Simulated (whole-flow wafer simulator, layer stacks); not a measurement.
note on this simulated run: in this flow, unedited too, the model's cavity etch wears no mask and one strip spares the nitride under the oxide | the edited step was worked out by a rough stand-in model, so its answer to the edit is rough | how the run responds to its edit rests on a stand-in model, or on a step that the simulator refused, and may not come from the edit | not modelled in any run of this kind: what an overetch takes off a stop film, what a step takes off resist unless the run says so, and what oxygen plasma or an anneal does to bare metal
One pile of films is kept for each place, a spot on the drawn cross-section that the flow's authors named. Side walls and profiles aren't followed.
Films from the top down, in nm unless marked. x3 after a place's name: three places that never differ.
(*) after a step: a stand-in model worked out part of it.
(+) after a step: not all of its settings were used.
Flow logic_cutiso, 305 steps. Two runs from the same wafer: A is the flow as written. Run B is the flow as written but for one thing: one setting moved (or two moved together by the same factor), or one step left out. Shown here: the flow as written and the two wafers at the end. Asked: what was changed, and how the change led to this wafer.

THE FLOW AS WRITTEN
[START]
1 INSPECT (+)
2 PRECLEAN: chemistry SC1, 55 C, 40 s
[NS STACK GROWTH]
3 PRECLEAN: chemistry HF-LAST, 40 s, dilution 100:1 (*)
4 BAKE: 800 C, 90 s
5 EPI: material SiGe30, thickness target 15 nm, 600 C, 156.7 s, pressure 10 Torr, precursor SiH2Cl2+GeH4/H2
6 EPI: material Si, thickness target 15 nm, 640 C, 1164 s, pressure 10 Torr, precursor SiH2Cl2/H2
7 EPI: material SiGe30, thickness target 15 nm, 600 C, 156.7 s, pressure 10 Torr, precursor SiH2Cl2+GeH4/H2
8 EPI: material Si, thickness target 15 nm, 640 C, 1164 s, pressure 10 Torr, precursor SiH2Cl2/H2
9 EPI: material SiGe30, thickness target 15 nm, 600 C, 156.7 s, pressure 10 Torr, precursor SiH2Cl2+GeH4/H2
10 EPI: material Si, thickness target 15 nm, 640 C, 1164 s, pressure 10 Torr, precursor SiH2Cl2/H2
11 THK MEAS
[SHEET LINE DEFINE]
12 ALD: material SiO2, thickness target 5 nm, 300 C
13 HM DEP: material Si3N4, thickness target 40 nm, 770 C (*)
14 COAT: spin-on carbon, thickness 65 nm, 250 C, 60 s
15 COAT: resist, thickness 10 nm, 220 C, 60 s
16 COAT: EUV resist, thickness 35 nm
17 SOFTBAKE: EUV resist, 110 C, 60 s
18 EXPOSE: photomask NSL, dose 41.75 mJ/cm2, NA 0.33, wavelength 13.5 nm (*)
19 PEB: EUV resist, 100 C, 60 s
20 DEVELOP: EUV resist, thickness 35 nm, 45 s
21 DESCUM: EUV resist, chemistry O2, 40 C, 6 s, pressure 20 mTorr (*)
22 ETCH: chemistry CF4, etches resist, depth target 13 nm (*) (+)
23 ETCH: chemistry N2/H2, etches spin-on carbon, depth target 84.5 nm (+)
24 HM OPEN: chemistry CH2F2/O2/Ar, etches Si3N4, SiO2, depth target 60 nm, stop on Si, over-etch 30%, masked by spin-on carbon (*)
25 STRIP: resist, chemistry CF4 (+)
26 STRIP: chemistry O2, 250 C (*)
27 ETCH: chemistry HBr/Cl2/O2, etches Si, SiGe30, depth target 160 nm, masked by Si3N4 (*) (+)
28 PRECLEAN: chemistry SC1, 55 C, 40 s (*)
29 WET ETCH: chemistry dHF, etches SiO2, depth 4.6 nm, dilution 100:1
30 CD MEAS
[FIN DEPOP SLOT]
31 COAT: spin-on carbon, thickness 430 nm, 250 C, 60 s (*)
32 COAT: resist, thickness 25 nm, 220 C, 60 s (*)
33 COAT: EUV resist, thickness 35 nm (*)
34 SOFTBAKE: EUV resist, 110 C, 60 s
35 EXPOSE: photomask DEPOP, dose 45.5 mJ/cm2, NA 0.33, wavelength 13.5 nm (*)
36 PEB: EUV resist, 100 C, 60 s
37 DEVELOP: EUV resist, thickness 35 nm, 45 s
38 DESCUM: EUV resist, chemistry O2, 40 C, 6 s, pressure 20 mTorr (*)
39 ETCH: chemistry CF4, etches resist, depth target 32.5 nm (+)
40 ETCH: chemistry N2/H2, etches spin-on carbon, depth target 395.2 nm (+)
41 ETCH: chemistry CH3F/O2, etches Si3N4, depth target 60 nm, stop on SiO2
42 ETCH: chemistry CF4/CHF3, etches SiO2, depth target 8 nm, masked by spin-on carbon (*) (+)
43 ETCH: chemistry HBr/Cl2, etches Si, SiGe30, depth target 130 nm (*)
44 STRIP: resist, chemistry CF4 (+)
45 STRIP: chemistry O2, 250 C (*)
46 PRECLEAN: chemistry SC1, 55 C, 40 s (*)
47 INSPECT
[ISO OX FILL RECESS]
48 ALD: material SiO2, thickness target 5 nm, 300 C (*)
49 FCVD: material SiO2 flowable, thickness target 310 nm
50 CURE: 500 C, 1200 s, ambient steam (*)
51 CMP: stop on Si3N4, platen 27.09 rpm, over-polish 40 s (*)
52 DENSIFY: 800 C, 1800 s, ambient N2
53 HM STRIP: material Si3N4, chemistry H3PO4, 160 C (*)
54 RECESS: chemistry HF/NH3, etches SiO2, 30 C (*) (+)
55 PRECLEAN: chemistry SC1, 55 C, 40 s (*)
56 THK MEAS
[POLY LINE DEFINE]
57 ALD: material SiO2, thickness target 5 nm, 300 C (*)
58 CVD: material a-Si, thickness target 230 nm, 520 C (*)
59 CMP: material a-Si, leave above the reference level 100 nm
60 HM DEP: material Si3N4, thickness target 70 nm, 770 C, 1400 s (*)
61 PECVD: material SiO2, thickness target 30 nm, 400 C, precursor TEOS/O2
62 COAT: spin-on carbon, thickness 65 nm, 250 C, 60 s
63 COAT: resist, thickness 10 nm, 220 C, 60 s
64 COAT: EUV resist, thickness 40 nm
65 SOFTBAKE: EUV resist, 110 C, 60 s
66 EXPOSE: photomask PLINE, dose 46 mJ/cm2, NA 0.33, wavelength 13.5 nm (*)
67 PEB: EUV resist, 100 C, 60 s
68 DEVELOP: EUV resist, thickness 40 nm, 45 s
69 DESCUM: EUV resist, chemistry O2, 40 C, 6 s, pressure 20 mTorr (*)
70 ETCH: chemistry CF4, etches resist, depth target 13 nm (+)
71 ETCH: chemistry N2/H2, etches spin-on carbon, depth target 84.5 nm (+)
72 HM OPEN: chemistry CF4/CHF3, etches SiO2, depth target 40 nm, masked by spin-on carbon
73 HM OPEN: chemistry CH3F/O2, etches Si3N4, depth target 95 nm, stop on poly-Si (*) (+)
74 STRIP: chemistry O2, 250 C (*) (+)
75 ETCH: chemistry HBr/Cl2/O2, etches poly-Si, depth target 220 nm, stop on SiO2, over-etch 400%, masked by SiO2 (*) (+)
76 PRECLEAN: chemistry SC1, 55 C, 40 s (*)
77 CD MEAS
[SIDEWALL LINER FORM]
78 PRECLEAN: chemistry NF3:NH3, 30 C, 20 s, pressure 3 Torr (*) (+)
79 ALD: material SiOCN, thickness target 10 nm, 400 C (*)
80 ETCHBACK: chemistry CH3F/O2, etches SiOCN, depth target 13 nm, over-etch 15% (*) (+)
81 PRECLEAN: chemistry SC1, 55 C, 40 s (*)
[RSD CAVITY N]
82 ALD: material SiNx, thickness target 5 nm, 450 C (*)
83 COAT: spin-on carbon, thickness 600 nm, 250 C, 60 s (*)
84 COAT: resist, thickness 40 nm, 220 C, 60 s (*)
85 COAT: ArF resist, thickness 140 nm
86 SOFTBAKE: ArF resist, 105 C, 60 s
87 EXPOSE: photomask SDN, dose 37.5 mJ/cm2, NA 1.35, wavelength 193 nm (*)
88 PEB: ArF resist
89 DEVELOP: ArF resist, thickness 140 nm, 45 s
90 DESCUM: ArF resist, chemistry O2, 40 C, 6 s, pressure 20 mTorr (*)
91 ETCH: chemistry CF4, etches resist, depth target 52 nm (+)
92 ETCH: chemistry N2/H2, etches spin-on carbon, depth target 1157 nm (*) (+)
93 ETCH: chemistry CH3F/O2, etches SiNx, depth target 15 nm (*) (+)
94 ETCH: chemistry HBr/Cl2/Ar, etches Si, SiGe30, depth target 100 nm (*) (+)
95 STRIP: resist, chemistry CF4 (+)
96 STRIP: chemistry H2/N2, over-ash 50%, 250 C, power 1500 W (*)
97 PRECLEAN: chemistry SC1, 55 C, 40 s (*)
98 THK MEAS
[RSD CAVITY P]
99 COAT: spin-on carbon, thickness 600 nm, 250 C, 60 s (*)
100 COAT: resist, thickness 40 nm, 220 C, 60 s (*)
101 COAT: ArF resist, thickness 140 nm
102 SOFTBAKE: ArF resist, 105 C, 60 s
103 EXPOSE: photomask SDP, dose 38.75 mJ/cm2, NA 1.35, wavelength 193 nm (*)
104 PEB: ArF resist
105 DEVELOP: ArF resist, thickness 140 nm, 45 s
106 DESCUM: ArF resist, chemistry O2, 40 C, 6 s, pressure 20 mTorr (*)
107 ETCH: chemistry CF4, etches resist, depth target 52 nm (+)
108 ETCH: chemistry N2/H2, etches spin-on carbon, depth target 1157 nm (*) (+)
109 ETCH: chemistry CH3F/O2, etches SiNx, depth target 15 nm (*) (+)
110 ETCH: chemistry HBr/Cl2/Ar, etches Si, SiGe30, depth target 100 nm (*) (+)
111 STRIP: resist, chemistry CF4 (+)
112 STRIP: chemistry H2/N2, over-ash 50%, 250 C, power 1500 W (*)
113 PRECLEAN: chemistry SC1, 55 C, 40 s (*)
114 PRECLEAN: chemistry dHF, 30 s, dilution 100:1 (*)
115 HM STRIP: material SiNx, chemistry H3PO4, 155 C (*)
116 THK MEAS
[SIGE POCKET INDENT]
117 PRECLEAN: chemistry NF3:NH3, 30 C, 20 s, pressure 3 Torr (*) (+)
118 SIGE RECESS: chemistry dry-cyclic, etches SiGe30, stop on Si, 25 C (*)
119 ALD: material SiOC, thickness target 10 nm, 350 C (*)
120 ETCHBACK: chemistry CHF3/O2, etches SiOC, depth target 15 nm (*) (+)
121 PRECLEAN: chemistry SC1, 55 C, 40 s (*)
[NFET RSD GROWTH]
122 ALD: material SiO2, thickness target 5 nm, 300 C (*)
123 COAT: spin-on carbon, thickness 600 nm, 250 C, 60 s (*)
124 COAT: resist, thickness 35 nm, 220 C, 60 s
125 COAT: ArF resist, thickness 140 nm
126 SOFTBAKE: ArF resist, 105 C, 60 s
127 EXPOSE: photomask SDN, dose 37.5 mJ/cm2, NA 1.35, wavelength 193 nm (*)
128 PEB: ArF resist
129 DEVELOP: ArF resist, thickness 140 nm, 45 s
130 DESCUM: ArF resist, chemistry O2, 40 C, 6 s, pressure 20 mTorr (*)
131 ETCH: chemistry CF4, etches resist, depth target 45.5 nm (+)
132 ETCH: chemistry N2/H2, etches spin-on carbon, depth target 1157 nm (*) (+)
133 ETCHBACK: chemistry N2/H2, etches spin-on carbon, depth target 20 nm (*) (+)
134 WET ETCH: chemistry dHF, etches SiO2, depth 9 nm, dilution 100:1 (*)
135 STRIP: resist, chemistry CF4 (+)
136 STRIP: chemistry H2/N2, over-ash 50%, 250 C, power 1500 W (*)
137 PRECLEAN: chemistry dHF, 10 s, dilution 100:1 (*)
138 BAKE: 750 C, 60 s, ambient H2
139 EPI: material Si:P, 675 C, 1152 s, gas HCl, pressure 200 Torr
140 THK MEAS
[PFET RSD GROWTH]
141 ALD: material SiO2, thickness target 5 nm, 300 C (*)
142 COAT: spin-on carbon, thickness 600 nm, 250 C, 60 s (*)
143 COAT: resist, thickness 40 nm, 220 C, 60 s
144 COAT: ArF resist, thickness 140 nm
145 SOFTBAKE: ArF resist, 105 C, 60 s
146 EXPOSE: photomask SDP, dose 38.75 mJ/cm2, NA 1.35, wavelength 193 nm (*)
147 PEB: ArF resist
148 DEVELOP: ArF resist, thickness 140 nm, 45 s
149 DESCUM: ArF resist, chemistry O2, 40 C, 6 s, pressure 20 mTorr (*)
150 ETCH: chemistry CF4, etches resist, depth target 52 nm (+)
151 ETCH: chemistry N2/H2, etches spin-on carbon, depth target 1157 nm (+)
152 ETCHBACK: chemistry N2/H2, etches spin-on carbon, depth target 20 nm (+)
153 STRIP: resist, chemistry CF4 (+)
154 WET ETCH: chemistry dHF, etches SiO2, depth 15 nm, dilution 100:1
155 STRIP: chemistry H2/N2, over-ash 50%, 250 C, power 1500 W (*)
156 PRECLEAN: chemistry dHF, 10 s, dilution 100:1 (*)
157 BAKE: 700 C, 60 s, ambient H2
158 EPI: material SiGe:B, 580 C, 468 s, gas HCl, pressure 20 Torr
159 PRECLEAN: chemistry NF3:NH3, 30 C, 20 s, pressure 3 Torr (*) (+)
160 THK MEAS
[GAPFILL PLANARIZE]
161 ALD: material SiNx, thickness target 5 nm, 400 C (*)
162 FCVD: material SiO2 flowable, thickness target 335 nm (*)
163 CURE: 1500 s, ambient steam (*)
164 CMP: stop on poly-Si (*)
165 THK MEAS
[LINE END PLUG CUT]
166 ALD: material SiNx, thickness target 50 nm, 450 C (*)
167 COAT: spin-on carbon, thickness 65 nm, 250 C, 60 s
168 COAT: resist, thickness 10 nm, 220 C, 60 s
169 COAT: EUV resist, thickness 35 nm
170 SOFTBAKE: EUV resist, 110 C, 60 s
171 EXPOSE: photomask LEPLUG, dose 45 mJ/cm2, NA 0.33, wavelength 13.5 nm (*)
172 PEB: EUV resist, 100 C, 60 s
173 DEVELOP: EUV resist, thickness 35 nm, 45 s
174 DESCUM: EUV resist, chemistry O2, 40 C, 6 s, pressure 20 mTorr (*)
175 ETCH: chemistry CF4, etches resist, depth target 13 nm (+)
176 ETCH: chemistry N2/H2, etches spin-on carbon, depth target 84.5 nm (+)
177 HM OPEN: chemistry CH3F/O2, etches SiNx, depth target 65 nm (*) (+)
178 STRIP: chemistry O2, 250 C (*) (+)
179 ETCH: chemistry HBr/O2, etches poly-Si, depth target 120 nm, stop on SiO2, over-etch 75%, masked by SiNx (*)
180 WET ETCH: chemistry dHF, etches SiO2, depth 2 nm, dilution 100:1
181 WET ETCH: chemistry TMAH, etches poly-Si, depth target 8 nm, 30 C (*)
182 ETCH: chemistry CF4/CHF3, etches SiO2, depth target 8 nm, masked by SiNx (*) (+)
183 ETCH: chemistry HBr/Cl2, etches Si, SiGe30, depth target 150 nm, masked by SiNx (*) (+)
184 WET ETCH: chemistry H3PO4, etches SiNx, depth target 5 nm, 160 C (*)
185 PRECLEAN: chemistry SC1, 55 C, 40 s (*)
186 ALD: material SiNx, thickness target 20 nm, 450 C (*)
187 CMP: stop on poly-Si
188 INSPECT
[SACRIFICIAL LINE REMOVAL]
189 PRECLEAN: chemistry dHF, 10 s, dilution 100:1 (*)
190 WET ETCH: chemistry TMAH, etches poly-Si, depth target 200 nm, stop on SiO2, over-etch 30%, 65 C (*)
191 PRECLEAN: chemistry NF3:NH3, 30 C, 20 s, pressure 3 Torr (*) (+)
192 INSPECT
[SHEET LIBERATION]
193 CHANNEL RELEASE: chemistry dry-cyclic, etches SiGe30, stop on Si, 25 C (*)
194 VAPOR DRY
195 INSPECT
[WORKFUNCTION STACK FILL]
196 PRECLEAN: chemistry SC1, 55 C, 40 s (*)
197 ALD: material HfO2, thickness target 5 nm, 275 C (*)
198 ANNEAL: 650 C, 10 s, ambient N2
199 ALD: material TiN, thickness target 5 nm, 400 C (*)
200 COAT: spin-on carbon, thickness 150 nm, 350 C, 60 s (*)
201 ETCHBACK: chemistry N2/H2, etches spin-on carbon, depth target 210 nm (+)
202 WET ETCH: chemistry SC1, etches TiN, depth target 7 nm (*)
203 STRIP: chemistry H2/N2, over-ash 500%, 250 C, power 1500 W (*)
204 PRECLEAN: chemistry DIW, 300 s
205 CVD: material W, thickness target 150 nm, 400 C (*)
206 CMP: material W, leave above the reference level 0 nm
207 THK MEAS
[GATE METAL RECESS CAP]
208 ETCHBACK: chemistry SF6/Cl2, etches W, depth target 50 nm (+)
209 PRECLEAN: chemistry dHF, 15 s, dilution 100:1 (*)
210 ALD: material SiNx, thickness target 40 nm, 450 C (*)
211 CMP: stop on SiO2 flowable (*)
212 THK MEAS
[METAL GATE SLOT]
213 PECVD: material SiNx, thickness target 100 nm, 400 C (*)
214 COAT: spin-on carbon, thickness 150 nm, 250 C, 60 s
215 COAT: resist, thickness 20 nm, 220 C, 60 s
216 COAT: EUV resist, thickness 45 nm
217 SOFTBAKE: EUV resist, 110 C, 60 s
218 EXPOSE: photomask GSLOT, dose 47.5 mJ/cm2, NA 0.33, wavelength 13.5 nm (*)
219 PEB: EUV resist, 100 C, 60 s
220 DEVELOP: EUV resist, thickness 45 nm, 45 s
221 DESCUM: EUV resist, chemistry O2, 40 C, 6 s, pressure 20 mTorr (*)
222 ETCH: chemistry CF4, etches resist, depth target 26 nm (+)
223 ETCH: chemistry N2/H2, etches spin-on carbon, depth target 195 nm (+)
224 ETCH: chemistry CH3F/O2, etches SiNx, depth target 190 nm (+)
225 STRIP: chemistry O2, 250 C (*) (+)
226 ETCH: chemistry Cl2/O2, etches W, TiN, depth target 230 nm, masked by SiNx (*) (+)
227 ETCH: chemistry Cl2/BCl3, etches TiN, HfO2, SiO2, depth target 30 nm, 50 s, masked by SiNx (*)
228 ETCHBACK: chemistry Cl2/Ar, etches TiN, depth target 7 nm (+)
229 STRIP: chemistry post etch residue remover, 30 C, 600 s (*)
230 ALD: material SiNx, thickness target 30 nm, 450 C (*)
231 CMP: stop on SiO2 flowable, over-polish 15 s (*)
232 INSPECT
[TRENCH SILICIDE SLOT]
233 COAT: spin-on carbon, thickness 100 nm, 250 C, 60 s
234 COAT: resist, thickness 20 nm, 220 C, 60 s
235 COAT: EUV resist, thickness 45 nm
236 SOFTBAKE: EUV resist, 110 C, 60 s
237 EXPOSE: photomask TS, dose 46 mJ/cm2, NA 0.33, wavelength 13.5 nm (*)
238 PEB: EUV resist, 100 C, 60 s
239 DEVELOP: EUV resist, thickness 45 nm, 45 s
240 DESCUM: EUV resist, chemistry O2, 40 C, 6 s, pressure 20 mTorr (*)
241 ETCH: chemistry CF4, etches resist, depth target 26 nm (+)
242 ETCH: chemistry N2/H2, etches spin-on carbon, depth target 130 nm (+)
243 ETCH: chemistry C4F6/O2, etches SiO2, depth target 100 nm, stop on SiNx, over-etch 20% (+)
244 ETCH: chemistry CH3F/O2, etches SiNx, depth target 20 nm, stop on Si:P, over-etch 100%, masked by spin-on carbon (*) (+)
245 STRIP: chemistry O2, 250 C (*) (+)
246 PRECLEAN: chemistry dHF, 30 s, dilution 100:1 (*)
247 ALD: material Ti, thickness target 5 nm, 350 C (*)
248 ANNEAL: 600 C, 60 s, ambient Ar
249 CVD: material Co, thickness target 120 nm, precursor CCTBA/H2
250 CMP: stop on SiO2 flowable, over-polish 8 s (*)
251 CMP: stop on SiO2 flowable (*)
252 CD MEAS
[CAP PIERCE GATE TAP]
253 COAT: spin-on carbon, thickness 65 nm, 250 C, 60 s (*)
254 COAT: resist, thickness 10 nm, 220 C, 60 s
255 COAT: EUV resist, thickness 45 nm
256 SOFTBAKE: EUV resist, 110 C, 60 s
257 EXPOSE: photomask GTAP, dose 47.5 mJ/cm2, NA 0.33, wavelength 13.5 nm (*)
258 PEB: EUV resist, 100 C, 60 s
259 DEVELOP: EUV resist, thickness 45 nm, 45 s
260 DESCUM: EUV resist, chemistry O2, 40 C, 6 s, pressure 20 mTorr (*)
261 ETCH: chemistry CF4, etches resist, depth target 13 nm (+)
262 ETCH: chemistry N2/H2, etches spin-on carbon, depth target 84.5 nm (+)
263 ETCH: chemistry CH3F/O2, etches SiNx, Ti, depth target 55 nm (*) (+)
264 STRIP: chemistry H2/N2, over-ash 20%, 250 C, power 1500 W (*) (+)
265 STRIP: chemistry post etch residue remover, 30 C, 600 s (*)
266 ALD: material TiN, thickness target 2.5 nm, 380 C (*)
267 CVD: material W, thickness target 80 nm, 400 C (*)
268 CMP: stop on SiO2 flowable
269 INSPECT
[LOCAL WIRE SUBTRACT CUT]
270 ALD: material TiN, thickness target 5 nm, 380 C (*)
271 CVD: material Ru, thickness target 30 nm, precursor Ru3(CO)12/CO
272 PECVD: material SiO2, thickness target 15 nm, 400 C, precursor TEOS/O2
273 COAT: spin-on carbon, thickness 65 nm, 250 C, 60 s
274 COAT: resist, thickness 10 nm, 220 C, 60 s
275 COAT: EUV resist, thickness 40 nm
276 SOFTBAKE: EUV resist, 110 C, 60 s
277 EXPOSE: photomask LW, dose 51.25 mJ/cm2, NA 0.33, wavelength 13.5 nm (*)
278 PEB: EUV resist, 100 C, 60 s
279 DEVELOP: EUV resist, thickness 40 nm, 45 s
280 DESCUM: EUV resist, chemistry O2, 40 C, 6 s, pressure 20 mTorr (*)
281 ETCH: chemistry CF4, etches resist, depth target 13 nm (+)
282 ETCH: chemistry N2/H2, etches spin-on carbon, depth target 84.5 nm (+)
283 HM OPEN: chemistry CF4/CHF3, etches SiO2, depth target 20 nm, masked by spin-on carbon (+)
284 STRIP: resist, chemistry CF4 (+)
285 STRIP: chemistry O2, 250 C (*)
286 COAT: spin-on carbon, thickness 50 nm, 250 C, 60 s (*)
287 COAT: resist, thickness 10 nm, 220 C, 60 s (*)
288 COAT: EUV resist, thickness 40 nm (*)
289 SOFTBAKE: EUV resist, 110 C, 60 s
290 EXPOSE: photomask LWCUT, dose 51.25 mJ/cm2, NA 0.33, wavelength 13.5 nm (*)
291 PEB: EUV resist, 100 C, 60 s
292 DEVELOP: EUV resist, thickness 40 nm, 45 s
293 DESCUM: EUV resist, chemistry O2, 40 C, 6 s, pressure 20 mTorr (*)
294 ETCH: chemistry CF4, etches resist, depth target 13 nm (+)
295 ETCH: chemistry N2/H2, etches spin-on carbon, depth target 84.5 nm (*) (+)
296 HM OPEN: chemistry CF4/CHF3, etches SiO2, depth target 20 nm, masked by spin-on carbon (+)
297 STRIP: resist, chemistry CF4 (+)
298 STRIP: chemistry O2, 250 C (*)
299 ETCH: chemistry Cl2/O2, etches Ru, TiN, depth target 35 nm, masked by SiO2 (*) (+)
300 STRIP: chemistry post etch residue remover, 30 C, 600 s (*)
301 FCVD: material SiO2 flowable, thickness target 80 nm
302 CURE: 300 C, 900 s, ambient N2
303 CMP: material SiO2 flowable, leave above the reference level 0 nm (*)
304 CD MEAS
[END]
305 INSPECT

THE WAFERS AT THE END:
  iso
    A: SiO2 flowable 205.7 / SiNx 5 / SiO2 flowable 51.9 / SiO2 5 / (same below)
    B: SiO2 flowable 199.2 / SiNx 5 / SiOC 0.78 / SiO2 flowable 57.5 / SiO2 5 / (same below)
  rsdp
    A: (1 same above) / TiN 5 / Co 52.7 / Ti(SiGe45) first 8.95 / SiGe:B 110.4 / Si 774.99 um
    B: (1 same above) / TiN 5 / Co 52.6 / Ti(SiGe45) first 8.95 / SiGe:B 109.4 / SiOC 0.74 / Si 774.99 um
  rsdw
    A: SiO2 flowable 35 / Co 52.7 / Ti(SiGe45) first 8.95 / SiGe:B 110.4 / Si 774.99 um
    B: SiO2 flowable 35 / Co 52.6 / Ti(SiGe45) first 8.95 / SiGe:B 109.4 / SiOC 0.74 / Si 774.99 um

The cause: step 119, ALD: thickness target 15.8 nm was run, where the flow has thickness target 10 nm.

How the change led to this, step by step:
  119 ALD: material SiOC, thickness target 10 nm, 350 C (*)
      depop, dpovl, gfld and 14 more: A SiOC +10 (new film) | B SiOC +15.8 (new film)
      lnr, lnrp, lnrt: A SiOC +10 (new film), SiOC +16 (new film), cavity -16 (all of it), SiOC +16 (new film), cavity -16 (all of it), SiOC +16 (new film), cavity -16 (all of it) | B SiOC +15.8 (new film), SiOC +16 (new film), cavity -16 (all of it), SiOC +16 (new film), cavity -16 (all of it), SiOC +16 (new film), cavity -16 (all of it)
      (and at 2 more places)
  120 ETCHBACK: chemistry CHF3/O2, etches SiOC, depth target 15 nm (*) (+)
      depop, dpovl, gfld, gxf, isow, ns, nsgap, plug: A SiOC -10 (all of it), SiO2 -5 | B SiOC -15
      lnr, lnri, lnrp, lnrt: A SiOC -10 (all of it), SiOCN -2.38 | B SiOC -15
      (and at 10 more places)
  122 ALD: material SiO2, thickness target 5 nm, 300 C (*)
      depop, dpovl, gfld, gxf, isow, ns, nsgap, plug: A SiO2 +5 | B SiO2 +5 (new film)
      gxn: A SiO2 +6.76 (new film) | B SiO2 +5 (new film)
      (and at 1 more place)
  132 ETCH: chemistry N2/H2, etches spin-on carbon, depth target 1157 nm (*) (+)
      gl, tap: A spin-on carbon -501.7 (all of it), SiO2 -5 (all of it), Si3N4 -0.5 | B spin-on carbon -504.6 (all of it), SiO2 -5 (all of it), SiOC -0.8 (all of it), SiO2 -0.36
      lnr, lnrt: A spin-on carbon -496.5 (all of it), SiO2 -5 (all of it), SiOCN -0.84 | B spin-on carbon -501.8 (all of it), SiO2 -5 (all of it), SiOC -0.8 (all of it), SiOCN -0.32
      (and at 1 more place)
  133 ETCHBACK: chemistry N2/H2, etches spin-on carbon, depth target 20 nm (*) (+)
      gl, tap: A Si3N4 -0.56 | B SiO2 -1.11
      gxn: A SiO2 -0.7 (all of it), Si3N4 -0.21 | B SiOC -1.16 (all of it), SiO2 -0.01
  134 WET ETCH: chemistry dHF, etches SiO2, depth 9 nm, dilution 100:1 (*)
      gl, tap: A Si3N4 -0.34 | B SiO2 -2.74 (all of it), Si3N4 -0.18
      gxn: A Si3N4 -0.34 | B SiO2 -4.2 (all of it), Si3N4 -0.15
  135 STRIP: resist, chemistry CF4 (+)
      rsdn, rsdx: A nothing | B SiOC -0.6 (all of it)
  141 ALD: material SiO2, thickness target 5 nm, 300 C (*)
      gxn: A SiO2 +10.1 (new film) | B SiO2 +12.5 (new film)
  153 STRIP: resist, chemistry CF4 (+)
      gxp: A SiO2 -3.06 (all of it) | B SiO2 -1.22 (all of it)
  156 PRECLEAN: chemistry dHF, 10 s, dilution 100:1 (*)
      lnrp: A SiOCN -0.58 | B SiOC -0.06
  159 PRECLEAN: chemistry NF3:NH3, 30 C, 20 s, pressure 3 Torr (*) (+)
      depop, dpovl, gfld, gxf, isow, ns, nsgap, plug: A SiO2 -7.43 | B SiO2 -6.96 (all of it), SiOC -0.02
      glp, gxp: A Si3N4 -0.65 | B SiOC -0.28
      (and at 2 more places)
  162 FCVD: material SiO2 flowable, thickness target 335 nm (*)
      rsdn, rsdp, rsdw, rsdx: A SiO2 flowable +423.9 (new film) | B SiO2 flowable +435 (new film)
      lnr, lnrt: A SiO2 flowable +268.4 (new film) | B SiO2 flowable +276.2 (new film)
      (and at 5 more places)
  164 CMP: stop on poly-Si (*)
      depop, dpovl, isow, ns, nsgap: A SiO2 flowable -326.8 (all of it), SiNx -5 (all of it), SiO2 -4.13 (all of it), Si3N4 -70 (all of it) | B SiO2 flowable -326.8 (all of it), SiNx -5 (all of it), SiOC -0.78 (all of it), SiO2 -9.64 (all of it), Si3N4 -70 (all of it)
      gfld, gxf, plug: A SiO2 flowable -251.9 (all of it), SiNx -5 (all of it), SiO2 -4.13 (all of it), Si3N4 -70 (all of it) | B SiO2 flowable -256.5 (all of it), SiNx -5 (all of it), SiOC -0.78 (all of it), SiO2 -9.64 (all of it), Si3N4 -70 (all of it)
      (and at 14 more places)
  203 STRIP: chemistry H2/N2, over-ash 500%, 250 C, power 1500 W (*)
      gl, glp: A spin-on carbon -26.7 (all of it) | B spin-on carbon -27.3 (all of it)
